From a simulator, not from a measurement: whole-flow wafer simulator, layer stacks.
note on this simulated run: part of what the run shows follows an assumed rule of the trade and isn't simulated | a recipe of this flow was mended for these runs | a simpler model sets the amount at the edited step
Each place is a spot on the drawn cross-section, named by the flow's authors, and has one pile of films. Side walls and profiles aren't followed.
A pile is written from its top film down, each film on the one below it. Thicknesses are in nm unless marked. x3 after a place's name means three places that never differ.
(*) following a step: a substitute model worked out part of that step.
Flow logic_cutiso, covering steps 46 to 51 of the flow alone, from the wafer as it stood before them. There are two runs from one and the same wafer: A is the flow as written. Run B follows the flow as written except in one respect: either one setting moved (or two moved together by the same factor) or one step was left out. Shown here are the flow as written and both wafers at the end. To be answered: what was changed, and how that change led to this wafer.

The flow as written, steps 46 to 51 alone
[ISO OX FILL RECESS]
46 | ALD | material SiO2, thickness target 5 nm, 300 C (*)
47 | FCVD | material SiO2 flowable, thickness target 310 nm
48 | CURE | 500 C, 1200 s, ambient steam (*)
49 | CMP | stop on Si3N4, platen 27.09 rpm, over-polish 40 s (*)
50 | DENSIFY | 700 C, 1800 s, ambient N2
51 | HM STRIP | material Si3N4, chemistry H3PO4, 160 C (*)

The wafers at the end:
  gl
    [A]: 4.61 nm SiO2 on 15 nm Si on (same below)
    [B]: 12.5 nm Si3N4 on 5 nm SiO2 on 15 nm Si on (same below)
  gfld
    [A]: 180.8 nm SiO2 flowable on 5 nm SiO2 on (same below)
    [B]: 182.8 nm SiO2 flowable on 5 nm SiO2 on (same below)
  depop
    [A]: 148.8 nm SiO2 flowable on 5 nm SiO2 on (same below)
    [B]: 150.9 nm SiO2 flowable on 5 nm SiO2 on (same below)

Cause: step 51, HM STRIP: 128 C was run, while the flow as written has 160 C.

The path from the change to this, step by step:
  51 | HM STRIP | material Si3N4, chemistry H3PO4, 160 C (*)
      gl, glp, gxn x2 and 10 more: A -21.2 Si3N4 (all of it), -0.39 SiO2 | B -8.62 Si3N4
      depop, dpovl, gfld, gxf, iso, isow, lnri, nsgap: A -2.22 SiO2 flowable | B -0.17 SiO2 flowable
